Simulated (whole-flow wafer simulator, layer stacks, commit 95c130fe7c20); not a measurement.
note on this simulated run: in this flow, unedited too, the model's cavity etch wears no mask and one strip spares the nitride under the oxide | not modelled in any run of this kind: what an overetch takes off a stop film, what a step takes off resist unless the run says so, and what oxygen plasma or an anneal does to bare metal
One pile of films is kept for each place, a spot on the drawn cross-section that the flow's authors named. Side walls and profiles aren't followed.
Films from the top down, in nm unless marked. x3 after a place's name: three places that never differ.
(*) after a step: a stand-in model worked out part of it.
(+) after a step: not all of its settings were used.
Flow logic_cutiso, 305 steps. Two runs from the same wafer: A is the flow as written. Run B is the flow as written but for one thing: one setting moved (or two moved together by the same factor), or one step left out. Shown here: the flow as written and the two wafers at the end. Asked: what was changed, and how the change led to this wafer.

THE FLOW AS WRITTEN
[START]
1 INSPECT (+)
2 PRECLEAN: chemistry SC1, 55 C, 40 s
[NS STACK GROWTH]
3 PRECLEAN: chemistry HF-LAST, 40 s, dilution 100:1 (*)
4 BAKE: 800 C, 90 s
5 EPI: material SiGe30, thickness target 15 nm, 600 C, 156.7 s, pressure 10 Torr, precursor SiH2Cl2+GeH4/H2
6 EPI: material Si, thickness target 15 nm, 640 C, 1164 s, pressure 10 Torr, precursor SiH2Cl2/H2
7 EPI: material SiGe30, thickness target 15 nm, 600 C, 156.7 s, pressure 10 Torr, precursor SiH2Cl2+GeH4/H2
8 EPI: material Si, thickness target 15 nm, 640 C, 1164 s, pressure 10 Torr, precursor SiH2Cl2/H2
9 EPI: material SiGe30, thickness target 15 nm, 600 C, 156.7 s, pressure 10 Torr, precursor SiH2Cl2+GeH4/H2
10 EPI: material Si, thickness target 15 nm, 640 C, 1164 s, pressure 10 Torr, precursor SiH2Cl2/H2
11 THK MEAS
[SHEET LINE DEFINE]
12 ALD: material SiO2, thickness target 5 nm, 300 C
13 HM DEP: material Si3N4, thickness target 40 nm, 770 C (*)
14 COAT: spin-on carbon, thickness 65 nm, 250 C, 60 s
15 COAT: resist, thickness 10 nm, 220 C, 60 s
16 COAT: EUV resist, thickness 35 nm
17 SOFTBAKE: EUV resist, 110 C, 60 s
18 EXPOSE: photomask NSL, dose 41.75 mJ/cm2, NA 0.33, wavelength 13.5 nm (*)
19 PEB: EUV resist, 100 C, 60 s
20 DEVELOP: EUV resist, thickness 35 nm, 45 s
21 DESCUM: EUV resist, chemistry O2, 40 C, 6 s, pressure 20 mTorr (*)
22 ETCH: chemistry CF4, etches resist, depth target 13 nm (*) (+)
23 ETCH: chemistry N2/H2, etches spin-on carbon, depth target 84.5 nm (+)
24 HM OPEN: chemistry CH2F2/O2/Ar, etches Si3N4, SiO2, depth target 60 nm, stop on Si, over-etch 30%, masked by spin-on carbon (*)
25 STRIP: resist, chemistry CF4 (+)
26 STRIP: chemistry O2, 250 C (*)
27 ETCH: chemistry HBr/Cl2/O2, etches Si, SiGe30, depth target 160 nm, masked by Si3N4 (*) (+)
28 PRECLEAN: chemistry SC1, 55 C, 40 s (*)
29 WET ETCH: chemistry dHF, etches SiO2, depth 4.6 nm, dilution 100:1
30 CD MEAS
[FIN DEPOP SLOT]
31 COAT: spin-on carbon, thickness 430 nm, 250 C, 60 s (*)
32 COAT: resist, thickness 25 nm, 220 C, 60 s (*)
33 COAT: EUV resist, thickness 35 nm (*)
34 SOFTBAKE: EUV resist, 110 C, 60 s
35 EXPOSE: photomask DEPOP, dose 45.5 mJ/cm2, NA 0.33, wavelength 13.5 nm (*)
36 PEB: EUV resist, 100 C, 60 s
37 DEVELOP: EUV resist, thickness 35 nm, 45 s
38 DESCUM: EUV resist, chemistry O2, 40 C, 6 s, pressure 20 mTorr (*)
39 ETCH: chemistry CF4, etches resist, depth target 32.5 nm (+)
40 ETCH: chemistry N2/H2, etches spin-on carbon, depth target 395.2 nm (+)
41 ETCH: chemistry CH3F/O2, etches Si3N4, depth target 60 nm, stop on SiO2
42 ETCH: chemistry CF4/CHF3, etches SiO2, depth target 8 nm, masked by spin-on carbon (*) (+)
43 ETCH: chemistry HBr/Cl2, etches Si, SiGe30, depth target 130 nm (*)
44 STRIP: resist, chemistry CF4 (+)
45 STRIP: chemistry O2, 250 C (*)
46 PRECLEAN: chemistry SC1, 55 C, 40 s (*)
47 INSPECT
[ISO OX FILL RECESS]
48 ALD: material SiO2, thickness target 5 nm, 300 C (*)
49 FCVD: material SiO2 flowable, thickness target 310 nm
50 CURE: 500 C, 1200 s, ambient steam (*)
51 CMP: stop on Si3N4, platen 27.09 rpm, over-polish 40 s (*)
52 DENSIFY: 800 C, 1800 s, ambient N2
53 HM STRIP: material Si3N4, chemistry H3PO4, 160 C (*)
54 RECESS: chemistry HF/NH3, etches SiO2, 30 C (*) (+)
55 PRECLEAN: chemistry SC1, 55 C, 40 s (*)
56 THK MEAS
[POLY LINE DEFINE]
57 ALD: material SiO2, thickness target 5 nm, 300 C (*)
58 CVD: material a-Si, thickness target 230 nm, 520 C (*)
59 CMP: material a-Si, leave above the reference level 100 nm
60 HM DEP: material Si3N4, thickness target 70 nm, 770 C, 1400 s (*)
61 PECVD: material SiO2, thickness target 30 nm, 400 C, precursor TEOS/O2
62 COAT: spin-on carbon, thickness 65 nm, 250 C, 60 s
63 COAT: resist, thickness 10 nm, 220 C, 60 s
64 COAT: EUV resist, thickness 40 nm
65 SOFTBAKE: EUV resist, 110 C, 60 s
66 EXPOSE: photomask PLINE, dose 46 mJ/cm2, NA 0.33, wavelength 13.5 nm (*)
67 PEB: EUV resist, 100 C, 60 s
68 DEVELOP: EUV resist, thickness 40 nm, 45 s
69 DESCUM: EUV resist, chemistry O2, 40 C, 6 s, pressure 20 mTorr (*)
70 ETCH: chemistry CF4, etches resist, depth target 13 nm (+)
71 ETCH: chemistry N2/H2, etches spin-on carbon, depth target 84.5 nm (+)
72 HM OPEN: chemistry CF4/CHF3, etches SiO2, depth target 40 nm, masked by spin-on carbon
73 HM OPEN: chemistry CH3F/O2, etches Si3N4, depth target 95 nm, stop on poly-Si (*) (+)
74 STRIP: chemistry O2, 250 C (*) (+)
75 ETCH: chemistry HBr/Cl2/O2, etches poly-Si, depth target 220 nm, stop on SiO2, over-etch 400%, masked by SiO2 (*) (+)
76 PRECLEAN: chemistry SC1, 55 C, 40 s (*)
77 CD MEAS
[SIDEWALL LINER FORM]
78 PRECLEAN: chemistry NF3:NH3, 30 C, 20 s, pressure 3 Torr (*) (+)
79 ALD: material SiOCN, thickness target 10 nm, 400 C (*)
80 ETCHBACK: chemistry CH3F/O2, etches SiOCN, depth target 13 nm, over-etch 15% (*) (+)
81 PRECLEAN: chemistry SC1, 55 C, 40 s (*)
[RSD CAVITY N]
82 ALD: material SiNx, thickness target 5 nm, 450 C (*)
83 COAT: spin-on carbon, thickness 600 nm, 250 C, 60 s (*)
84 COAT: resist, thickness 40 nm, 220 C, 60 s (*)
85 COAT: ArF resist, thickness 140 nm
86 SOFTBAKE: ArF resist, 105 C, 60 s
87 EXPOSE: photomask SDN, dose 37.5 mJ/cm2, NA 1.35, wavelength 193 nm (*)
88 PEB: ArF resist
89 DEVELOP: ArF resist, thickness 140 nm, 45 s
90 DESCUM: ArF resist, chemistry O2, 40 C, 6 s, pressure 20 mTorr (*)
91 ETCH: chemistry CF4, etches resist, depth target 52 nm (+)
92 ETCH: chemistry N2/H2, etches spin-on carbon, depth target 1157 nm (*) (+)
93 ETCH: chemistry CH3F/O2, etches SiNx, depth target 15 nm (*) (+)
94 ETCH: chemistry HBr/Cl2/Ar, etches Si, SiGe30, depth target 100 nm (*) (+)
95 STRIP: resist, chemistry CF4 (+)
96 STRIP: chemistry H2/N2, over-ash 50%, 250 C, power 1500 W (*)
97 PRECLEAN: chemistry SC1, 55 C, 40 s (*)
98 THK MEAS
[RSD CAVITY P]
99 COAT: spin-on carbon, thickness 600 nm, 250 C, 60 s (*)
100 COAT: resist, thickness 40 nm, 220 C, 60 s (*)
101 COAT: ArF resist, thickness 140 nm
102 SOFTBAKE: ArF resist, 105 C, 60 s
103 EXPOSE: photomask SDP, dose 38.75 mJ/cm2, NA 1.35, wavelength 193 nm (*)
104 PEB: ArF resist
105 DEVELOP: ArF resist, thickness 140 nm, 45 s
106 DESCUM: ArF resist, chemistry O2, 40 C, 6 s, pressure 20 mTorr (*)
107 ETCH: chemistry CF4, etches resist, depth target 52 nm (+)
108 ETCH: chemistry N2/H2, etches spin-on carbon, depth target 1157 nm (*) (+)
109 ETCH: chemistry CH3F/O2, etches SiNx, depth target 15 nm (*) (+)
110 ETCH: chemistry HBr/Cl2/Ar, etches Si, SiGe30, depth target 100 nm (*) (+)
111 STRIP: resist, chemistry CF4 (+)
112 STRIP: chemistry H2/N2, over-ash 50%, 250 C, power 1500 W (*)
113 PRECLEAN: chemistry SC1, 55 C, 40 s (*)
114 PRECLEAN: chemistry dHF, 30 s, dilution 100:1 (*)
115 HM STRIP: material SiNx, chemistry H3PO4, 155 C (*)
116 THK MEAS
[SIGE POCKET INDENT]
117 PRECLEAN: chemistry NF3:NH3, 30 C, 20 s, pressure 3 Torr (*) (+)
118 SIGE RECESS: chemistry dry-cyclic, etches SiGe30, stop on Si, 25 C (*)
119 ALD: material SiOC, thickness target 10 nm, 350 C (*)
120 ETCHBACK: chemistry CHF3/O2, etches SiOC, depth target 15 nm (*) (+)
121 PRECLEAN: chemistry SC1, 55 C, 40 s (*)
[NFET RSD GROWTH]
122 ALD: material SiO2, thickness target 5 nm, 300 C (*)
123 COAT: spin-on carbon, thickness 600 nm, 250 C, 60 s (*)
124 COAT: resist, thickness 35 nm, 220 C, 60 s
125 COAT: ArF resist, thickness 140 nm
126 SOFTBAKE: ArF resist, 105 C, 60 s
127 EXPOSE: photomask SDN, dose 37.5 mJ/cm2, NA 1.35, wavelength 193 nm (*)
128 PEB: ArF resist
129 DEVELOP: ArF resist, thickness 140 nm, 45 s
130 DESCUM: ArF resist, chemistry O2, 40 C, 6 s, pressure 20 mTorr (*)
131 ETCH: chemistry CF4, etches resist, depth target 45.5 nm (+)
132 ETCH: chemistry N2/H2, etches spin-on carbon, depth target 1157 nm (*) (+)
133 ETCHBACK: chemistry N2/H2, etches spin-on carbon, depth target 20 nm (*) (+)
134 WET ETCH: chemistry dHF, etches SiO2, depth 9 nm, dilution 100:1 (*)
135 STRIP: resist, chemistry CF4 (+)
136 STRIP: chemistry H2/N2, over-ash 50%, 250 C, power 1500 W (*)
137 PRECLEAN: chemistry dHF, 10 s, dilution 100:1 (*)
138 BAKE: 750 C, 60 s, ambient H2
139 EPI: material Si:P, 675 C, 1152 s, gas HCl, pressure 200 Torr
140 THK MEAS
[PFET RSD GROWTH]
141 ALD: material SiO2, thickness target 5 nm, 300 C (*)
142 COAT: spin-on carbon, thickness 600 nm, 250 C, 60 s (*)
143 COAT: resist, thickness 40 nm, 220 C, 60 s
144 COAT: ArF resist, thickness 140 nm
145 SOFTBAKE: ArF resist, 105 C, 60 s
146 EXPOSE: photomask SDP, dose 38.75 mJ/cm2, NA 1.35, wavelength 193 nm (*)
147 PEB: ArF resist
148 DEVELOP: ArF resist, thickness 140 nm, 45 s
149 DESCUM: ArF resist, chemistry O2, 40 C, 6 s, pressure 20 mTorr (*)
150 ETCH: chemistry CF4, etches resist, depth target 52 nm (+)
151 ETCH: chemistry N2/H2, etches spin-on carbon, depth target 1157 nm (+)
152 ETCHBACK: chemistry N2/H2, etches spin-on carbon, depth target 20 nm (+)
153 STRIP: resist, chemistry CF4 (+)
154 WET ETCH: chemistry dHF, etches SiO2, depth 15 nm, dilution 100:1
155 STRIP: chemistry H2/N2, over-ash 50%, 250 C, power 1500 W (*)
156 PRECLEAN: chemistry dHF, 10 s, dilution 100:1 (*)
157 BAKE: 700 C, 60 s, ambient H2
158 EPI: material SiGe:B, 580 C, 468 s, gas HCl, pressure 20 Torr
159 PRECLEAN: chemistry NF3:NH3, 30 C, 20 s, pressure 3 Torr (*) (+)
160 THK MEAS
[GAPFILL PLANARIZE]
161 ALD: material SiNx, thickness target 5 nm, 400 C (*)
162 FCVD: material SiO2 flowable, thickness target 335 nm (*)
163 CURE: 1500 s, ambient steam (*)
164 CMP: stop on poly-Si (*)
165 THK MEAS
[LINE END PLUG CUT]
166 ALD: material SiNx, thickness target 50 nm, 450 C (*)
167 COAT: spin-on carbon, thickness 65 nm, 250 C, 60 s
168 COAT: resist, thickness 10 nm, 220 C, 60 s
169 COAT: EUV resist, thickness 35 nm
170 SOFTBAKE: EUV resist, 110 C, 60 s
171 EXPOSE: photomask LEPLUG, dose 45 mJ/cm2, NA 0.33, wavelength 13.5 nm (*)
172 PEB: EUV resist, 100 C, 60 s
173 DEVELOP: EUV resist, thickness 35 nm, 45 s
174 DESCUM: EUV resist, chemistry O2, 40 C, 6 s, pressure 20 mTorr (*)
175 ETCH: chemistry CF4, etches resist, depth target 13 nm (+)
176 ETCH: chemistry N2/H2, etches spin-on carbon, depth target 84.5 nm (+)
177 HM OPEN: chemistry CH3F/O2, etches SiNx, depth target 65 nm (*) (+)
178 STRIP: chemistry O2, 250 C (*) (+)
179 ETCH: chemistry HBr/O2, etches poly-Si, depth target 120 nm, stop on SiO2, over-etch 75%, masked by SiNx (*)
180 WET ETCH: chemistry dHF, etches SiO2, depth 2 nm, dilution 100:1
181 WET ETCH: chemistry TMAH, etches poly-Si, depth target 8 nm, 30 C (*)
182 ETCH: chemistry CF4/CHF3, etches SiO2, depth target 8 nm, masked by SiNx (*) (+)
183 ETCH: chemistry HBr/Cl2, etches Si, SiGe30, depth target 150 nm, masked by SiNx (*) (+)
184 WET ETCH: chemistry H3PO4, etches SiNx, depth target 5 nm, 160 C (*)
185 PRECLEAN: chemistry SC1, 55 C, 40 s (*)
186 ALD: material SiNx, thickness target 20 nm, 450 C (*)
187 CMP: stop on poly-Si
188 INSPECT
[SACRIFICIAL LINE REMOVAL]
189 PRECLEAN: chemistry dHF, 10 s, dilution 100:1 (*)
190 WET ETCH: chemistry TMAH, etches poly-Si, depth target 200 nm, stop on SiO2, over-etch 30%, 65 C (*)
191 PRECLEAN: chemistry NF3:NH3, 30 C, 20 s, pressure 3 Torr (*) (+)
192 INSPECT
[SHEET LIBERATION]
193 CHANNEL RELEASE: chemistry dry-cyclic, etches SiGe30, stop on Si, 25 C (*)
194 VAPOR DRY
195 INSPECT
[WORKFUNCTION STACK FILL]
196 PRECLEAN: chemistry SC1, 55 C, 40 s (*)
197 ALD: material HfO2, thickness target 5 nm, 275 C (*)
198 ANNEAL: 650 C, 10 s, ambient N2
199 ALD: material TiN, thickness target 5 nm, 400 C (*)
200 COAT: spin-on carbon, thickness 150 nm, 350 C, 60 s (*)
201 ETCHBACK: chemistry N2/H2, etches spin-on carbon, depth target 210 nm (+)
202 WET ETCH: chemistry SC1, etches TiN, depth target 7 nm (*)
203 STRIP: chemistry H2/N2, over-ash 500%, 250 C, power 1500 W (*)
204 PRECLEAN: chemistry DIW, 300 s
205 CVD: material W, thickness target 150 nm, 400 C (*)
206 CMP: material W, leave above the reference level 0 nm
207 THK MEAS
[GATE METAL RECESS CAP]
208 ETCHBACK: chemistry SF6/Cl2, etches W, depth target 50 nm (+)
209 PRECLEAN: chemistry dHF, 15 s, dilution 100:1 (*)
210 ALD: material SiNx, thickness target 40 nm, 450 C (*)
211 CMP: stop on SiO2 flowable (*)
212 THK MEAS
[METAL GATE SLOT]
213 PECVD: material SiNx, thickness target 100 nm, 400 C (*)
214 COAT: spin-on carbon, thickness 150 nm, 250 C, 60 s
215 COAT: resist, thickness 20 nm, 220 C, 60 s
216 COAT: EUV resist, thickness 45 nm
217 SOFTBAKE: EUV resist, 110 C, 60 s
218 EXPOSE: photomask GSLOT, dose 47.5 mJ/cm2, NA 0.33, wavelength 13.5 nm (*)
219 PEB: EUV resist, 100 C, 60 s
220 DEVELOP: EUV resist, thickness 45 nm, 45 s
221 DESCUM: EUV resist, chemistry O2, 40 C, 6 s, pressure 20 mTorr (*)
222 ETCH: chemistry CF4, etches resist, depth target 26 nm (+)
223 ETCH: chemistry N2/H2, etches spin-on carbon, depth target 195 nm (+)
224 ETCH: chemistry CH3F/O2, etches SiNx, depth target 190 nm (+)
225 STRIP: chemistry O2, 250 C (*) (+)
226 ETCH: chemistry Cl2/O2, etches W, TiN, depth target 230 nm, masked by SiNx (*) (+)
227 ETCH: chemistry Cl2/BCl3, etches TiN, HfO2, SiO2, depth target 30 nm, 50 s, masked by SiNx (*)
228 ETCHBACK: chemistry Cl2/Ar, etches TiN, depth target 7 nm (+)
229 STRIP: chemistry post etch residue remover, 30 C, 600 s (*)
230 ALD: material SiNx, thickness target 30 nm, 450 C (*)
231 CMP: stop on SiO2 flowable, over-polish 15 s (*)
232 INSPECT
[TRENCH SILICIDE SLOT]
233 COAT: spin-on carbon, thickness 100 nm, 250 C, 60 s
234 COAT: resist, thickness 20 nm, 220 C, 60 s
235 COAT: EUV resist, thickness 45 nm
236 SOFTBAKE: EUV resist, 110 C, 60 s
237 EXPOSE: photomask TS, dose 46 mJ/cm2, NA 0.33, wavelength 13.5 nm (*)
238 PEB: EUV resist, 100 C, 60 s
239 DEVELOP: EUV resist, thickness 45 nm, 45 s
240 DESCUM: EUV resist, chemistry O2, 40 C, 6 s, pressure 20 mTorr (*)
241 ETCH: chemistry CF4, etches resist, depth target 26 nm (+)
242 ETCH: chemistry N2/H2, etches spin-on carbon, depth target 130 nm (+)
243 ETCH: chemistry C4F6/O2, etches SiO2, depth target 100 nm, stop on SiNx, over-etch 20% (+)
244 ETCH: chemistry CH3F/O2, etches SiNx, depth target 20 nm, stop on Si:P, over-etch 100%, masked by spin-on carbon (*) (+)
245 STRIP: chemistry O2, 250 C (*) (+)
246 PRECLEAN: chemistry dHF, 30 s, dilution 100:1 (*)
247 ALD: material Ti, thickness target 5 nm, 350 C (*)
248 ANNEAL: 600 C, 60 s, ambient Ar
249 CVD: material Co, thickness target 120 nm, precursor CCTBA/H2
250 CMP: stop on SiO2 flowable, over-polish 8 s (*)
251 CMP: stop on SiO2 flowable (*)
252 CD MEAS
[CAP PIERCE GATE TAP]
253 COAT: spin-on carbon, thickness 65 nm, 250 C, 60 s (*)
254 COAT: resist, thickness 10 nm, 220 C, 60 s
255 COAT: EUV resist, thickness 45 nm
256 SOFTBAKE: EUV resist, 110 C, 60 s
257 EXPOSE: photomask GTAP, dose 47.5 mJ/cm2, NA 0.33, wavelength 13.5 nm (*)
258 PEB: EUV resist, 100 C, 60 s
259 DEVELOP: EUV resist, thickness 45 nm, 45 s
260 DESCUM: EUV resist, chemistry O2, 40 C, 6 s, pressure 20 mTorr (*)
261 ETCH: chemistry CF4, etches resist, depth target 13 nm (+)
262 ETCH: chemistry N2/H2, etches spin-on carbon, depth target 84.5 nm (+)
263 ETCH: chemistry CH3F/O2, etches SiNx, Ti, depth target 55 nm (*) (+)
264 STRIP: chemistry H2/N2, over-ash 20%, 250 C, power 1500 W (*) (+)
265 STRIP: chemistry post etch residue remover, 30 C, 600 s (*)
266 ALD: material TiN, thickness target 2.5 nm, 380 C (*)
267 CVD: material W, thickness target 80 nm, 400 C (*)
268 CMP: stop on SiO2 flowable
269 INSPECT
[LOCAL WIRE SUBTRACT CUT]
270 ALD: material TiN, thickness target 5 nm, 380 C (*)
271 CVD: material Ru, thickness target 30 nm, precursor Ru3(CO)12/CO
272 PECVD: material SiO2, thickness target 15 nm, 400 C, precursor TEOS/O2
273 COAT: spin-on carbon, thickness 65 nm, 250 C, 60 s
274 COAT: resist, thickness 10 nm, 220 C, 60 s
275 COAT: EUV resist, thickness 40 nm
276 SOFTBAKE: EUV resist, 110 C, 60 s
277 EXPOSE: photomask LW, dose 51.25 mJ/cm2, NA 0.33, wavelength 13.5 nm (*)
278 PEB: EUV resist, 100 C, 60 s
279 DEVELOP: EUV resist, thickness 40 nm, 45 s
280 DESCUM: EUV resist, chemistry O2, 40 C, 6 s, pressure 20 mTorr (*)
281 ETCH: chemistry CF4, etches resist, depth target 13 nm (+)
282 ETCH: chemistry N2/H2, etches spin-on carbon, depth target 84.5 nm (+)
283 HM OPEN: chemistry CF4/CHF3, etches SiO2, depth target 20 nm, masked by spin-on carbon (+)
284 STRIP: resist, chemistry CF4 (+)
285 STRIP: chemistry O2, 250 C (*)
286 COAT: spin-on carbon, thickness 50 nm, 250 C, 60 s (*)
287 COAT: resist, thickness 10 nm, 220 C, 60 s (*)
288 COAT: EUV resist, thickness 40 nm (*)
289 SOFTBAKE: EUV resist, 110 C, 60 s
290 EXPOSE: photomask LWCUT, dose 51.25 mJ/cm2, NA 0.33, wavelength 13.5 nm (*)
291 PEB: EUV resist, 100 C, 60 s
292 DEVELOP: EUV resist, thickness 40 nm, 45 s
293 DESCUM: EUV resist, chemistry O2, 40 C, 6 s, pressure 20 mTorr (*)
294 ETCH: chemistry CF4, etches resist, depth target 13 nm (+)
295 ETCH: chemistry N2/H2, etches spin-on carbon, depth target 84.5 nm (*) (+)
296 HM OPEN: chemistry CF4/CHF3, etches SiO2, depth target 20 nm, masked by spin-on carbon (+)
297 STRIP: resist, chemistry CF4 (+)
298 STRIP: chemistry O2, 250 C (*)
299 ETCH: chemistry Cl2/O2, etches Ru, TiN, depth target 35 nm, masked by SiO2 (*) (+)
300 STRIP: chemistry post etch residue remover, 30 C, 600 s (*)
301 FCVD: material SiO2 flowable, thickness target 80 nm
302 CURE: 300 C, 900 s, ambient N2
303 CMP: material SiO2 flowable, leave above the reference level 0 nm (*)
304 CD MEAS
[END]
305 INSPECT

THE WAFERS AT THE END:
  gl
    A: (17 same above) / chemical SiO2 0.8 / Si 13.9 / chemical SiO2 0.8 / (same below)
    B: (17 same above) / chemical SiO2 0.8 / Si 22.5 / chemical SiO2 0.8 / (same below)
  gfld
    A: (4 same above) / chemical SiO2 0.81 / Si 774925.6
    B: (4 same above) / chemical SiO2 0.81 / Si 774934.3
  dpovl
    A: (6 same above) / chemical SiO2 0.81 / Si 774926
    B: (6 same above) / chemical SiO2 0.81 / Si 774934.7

The cause: step 6, EPI: thickness target 23.6 nm was run, where the flow has thickness target 15 nm; step 6, EPI: 1834 s was run, where the flow has 1164 s.

How the change led to this, step by step:
  6 EPI: material Si, thickness target 15 nm, 640 C, 1164 s, pressure 10 Torr, precursor SiH2Cl2/H2
      depop, dpovl, gfld and 19 more: A Si +15 (new film) | B Si +23.6 (new film)
  27 ETCH: chemistry HBr/Cl2/O2, etches Si, SiGe30, depth target 160 nm, masked by Si3N4 (*) (+)
      gfld, gxf, iso, lnri: A chemical SiO2 -0.79 (all of it), Si -11.4 (all of it), SiGe30 -15 (all of it), Si -15 (all of it), SiGe30 -15 (all of it), Si -15 (all of it), SiGe30 -15 (all of it), Si -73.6 | B chemical SiO2 -0.79 (all of it), Si -11.4 (all of it), SiGe30 -15 (all of it), Si -15 (all of it), SiGe30 -15 (all of it), Si -23.6 (all of it), SiGe30 -15 (all of it), Si -65
      dpovl, nsgap: A chemical SiO2 -0.79 (all of it), Si -11.8 (all of it), SiGe30 -15 (all of it), Si -15 (all of it), SiGe30 -15 (all of it), Si -15 (all of it), SiGe30 -15 (all of it), Si -73.2 | B chemical SiO2 -0.79 (all of it), Si -11.8 (all of it), SiGe30 -15 (all of it), Si -15 (all of it), SiGe30 -15 (all of it), Si -23.6 (all of it), SiGe30 -15 (all of it), Si -64.6
      (and at 1 more place)
  43 ETCH: chemistry HBr/Cl2, etches Si, SiGe30, depth target 130 nm (*)
      depop: A Si -14 (all of it), SiGe30 -15 (all of it), Si -15 (all of it), SiGe30 -15 (all of it), Si -15 (all of it), SiGe30 -15 (all of it), Si -41 | B Si -14 (all of it), SiGe30 -15 (all of it), Si -15 (all of it), SiGe30 -15 (all of it), Si -23.6 (all of it), SiGe30 -15 (all of it), Si -32.3
  94 ETCH: chemistry HBr/Cl2/Ar, etches Si, SiGe30, depth target 100 nm (*) (+)
      rsdn, rsdx: A chemical SiO2 -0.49 (all of it), Si -12.8 (all of it), SiGe30 -15 (all of it), Si -15 (all of it), SiGe30 -15 (all of it), Si -15 (all of it), SiGe30 -15 (all of it), Si -12.2 | B chemical SiO2 -0.49 (all of it), Si -12.8 (all of it), SiGe30 -15 (all of it), Si -15 (all of it), SiGe30 -15 (all of it), Si -23.6 (all of it), SiGe30 -15 (all of it), Si -3.54
  110 ETCH: chemistry HBr/Cl2/Ar, etches Si, SiGe30, depth target 100 nm (*) (+)
      rsdp, rsdw: A chemical SiO2 -0.49 (all of it), Si -12.8 (all of it), SiGe30 -15 (all of it), Si -15 (all of it), SiGe30 -15 (all of it), Si -15 (all of it), SiGe30 -15 (all of it), Si -12.2 | B chemical SiO2 -0.49 (all of it), Si -12.8 (all of it), SiGe30 -15 (all of it), Si -15 (all of it), SiGe30 -15 (all of it), Si -23.6 (all of it), SiGe30 -15 (all of it), Si -3.54
  183 ETCH: chemistry HBr/Cl2, etches Si, SiGe30, depth target 150 nm, masked by SiNx (*) (+)
      plug: A Si -13.6 (all of it), SiGe30 -15 (all of it), Si -15 (all of it), SiGe30 -15 (all of it), Si -15 (all of it), SiGe30 -15 (all of it), Si -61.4 | B Si -13.6 (all of it), SiGe30 -15 (all of it), Si -15 (all of it), SiGe30 -15 (all of it), Si -23.6 (all of it), SiGe30 -15 (all of it), Si -52.8
